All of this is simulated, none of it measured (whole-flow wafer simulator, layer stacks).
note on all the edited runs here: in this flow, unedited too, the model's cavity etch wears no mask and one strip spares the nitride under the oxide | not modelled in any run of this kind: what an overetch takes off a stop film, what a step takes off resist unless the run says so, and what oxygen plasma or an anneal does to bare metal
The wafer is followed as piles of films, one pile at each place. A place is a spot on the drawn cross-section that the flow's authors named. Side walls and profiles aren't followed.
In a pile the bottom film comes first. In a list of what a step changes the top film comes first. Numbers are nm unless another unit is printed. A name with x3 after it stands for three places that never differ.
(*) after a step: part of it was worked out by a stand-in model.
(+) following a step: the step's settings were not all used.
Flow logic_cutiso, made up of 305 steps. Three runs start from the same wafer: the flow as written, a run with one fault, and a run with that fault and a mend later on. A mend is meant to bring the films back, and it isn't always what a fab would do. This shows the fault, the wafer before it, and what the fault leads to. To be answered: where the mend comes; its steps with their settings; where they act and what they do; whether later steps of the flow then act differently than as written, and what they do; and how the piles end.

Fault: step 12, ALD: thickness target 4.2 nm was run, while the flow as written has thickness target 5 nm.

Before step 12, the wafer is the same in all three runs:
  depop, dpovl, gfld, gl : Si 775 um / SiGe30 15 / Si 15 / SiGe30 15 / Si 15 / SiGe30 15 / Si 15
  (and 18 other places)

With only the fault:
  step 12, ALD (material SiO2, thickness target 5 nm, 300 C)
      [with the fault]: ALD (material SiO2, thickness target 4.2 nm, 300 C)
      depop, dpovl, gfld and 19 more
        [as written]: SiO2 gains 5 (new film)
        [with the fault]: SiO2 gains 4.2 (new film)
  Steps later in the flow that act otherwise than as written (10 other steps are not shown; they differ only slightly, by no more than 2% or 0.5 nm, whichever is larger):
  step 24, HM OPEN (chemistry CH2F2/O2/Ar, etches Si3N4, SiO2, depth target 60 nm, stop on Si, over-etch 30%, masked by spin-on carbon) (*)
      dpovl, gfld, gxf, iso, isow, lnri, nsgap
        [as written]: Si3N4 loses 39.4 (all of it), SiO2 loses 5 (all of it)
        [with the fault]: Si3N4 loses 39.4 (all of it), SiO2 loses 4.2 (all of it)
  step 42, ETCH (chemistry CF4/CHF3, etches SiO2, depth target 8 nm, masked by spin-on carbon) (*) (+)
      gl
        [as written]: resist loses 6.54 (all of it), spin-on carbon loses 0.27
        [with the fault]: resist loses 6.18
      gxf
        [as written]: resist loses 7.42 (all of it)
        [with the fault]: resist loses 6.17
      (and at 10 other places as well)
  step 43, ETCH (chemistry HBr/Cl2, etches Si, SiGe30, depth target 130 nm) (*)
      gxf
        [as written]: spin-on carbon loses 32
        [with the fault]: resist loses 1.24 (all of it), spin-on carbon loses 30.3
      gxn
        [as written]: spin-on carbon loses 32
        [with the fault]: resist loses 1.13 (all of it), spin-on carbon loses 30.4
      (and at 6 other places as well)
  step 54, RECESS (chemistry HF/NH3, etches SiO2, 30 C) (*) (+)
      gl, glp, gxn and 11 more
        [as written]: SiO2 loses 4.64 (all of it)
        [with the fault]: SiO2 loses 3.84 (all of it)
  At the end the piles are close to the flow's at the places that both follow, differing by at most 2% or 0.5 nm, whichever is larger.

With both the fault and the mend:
  After step 12 comes the mend.
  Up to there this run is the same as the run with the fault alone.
  step 12a, ALD (material SiO2, thickness target 0.8 nm, 300 C) (the flow's step 12 again, with other settings)
      depop, dpovl, gfld and 19 more
        SiO2 gains 0.8
  Every later step of the flow that is run acts as written at every place that is followed.
  By the end, the piles equal the flow's at every place that both follow.
